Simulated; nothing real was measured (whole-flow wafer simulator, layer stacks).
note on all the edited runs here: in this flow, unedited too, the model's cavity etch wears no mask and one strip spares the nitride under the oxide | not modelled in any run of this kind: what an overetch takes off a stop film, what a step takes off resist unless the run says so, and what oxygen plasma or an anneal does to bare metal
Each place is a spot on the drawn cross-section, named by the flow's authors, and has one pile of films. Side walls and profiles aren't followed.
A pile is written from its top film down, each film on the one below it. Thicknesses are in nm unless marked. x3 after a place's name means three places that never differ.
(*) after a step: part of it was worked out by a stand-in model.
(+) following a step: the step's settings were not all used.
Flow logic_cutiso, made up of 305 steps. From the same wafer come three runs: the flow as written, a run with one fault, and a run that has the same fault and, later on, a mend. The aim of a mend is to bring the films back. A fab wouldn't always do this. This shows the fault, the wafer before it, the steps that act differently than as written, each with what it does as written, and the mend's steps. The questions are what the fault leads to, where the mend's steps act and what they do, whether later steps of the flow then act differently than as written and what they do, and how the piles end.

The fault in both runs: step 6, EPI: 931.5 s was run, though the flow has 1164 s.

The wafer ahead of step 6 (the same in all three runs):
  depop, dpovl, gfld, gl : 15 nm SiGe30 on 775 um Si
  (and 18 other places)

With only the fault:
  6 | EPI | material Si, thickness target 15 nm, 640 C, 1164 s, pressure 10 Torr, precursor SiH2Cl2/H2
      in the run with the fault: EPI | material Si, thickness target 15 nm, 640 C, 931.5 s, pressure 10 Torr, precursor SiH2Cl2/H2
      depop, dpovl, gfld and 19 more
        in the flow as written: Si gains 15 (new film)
        in the run with the fault: Si gains 12 (new film)
  Steps further on in the flow that do not act as written (2 more steps, not shown, differ only slightly: by at most 2% or 0.5 nm, whichever is larger):
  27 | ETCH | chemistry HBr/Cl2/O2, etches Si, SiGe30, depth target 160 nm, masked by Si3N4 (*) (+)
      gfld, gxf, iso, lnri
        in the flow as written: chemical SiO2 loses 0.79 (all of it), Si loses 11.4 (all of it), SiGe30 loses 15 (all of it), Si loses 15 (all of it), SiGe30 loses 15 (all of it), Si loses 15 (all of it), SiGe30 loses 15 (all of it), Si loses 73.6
        in the run with the fault: chemical SiO2 loses 0.79 (all of it), Si loses 11.4 (all of it), SiGe30 loses 15 (all of it), Si loses 15 (all of it), SiGe30 loses 15 (all of it), Si loses 12 (all of it), SiGe30 loses 15 (all of it), Si loses 76.6
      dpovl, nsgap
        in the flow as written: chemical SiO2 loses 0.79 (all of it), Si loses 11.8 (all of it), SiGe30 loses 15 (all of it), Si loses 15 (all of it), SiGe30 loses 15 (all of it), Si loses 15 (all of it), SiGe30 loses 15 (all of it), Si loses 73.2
        in the run with the fault: chemical SiO2 loses 0.79 (all of it), Si loses 11.8 (all of it), SiGe30 loses 15 (all of it), Si loses 15 (all of it), SiGe30 loses 15 (all of it), Si loses 12 (all of it), SiGe30 loses 15 (all of it), Si loses 76.2
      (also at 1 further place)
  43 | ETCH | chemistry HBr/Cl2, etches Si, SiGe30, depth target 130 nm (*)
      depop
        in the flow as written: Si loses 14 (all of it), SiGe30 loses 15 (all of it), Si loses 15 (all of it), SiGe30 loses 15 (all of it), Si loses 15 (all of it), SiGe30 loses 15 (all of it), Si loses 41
        in the run with the fault: Si loses 14 (all of it), SiGe30 loses 15 (all of it), Si loses 15 (all of it), SiGe30 loses 15 (all of it), Si loses 12 (all of it), SiGe30 loses 15 (all of it), Si loses 44
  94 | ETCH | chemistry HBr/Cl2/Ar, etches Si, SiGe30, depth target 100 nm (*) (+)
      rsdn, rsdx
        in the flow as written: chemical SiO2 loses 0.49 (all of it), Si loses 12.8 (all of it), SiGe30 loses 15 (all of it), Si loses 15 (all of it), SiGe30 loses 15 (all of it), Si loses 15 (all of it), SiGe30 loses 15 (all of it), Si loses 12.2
        in the run with the fault: chemical SiO2 loses 0.49 (all of it), Si loses 12.8 (all of it), SiGe30 loses 15 (all of it), Si loses 15 (all of it), SiGe30 loses 15 (all of it), Si loses 12 (all of it), SiGe30 loses 15 (all of it), Si loses 15.2
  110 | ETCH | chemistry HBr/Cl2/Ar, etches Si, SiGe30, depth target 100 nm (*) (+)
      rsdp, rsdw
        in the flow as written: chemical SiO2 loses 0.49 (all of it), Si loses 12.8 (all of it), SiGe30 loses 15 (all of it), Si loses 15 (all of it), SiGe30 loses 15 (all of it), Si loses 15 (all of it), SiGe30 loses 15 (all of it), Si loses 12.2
        in the run with the fault: chemical SiO2 loses 0.49 (all of it), Si loses 12.8 (all of it), SiGe30 loses 15 (all of it), Si loses 15 (all of it), SiGe30 loses 15 (all of it), Si loses 12 (all of it), SiGe30 loses 15 (all of it), Si loses 15.2
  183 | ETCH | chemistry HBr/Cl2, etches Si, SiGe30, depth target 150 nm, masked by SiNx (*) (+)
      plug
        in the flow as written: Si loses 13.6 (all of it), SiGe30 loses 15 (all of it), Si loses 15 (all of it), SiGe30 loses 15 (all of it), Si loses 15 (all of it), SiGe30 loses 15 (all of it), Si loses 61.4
        in the run with the fault: Si loses 13.6 (all of it), SiGe30 loses 15 (all of it), Si loses 15 (all of it), SiGe30 loses 15 (all of it), Si loses 12 (all of it), SiGe30 loses 15 (all of it), Si loses 64.4
  By the end, the piles at gl, glp, gxn and 6 more depart from the flow's by more than 2% or 0.5 nm, whichever is larger.
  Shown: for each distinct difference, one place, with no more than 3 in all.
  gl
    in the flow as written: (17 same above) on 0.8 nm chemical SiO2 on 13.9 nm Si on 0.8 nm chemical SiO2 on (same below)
    in the run with the fault: (17 same above) on 0.8 nm chemical SiO2 on 10.9 nm Si on 0.8 nm chemical SiO2 on (same below)
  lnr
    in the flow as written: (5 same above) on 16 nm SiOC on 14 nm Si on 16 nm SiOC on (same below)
    in the run with the fault: (5 same above) on 16 nm SiOC on 11 nm Si on 16 nm SiOC on (same below)
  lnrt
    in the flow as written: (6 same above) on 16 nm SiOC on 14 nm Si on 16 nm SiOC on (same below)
    in the run with the fault: (6 same above) on 16 nm SiOC on 11 nm Si on 16 nm SiOC on (same below)

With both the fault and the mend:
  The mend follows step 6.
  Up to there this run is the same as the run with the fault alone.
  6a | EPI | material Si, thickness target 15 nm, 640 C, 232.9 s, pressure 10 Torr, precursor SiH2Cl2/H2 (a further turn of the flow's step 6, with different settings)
      depop, dpovl, gfld and 19 more
        Si gains 3
  Later steps of the flow that are run all act as written at every place that is followed.
  At every place that both follow, the piles at the end match the flow's.
